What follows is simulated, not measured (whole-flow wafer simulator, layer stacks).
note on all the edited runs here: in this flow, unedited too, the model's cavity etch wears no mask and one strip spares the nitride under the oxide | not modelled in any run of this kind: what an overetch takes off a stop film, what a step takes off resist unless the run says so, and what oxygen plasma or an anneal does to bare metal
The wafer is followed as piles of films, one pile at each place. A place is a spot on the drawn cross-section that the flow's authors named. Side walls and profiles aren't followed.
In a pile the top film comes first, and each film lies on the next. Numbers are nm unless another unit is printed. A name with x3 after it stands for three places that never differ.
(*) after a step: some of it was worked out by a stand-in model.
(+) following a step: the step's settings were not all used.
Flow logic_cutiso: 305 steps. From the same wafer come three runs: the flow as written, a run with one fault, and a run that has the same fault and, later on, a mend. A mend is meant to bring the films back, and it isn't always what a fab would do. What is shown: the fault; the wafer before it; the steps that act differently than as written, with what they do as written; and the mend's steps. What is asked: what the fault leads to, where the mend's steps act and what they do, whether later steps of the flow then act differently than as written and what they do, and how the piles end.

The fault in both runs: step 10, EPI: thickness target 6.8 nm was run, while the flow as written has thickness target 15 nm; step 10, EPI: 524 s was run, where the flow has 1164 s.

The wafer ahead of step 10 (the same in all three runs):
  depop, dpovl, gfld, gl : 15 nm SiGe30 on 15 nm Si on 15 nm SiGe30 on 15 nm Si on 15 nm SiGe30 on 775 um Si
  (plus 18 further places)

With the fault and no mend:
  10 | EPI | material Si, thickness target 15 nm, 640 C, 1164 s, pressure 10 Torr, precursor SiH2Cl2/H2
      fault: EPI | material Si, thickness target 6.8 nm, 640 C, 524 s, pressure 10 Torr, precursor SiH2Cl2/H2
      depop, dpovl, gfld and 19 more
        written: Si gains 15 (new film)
        fault: Si gains 6.75 (new film)
  Later steps of the flow acting differently than as written (3 other steps are not shown; they differ only slightly, by no more than 2% or 0.5 nm, whichever is larger):
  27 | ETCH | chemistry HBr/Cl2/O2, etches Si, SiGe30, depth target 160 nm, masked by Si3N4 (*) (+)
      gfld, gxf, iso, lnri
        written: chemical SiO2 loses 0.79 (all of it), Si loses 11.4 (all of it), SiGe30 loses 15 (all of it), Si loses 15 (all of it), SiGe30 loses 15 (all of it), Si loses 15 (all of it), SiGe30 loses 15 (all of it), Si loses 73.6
        fault: chemical SiO2 loses 0.79 (all of it), Si loses 3.1 (all of it), SiGe30 loses 15 (all of it), Si loses 15 (all of it), SiGe30 loses 15 (all of it), Si loses 15 (all of it), SiGe30 loses 15 (all of it), Si loses 81.9
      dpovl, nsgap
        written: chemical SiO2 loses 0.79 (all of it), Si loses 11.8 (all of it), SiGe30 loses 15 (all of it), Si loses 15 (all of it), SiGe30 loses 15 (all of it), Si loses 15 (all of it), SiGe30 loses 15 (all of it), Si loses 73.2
        fault: chemical SiO2 loses 0.79 (all of it), Si loses 3.5 (all of it), SiGe30 loses 15 (all of it), Si loses 15 (all of it), SiGe30 loses 15 (all of it), Si loses 15 (all of it), SiGe30 loses 15 (all of it), Si loses 81.5
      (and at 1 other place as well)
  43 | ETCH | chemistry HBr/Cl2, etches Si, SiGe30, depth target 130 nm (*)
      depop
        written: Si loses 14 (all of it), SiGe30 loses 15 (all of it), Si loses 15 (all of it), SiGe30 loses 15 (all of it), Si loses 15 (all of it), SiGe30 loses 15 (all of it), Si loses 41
        fault: Si loses 5.77 (all of it), SiGe30 loses 15 (all of it), Si loses 15 (all of it), SiGe30 loses 15 (all of it), Si loses 15 (all of it), SiGe30 loses 15 (all of it), Si loses 49.2
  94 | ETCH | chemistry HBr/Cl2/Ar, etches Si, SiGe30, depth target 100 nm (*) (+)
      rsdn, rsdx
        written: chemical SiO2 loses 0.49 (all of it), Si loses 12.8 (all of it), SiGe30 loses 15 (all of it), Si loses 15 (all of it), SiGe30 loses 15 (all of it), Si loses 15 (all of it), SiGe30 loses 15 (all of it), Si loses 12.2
        fault: chemical SiO2 loses 0.49 (all of it), Si loses 4.57 (all of it), SiGe30 loses 15 (all of it), Si loses 15 (all of it), SiGe30 loses 15 (all of it), Si loses 15 (all of it), SiGe30 loses 15 (all of it), Si loses 20.4
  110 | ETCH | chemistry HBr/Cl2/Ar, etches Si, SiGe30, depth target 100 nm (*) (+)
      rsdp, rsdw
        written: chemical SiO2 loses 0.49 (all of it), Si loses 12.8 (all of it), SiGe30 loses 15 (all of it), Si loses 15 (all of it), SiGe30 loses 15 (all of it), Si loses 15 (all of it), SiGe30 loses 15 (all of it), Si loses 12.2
        fault: chemical SiO2 loses 0.49 (all of it), Si loses 4.57 (all of it), SiGe30 loses 15 (all of it), Si loses 15 (all of it), SiGe30 loses 15 (all of it), Si loses 15 (all of it), SiGe30 loses 15 (all of it), Si loses 20.4
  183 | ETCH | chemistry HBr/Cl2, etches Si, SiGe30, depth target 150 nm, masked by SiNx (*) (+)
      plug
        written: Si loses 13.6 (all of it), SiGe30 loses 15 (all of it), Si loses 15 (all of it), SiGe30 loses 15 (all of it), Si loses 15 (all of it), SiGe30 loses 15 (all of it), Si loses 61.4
        fault: Si loses 5.3 (all of it), SiGe30 loses 15 (all of it), Si loses 15 (all of it), SiGe30 loses 15 (all of it), Si loses 15 (all of it), SiGe30 loses 15 (all of it), Si loses 69.7
  By the end, the piles at gl, glp, gxn and 6 more depart from the flow's by more than 2% or 0.5 nm, whichever is larger.
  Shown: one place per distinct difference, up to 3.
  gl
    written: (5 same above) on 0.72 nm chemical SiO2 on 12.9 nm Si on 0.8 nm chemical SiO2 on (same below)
    fault: (5 same above) on 0.72 nm chemical SiO2 on 4.6 nm Si on 0.8 nm chemical SiO2 on (same below)
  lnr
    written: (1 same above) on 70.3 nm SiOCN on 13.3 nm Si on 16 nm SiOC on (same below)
    fault: (1 same above) on 70.3 nm SiOCN on 5.04 nm Si on 16 nm SiOC on (same below)
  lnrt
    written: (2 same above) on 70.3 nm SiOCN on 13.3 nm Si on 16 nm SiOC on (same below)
    fault: (2 same above) on 70.3 nm SiOCN on 5.04 nm Si on 16 nm SiOC on (same below)

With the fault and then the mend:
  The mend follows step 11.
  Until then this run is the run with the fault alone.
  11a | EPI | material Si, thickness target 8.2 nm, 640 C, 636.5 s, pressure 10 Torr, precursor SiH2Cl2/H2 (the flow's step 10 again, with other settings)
      depop, dpovl, gfld and 19 more
        Si gains 8.2
  Every later step of the flow that is run acts as written, at every place that is followed, to within 2% or 0.5 nm, whichever is larger.
  At the end the piles are close to the flow's at the places that both follow, differing by at most 2% or 0.5 nm, whichever is larger.
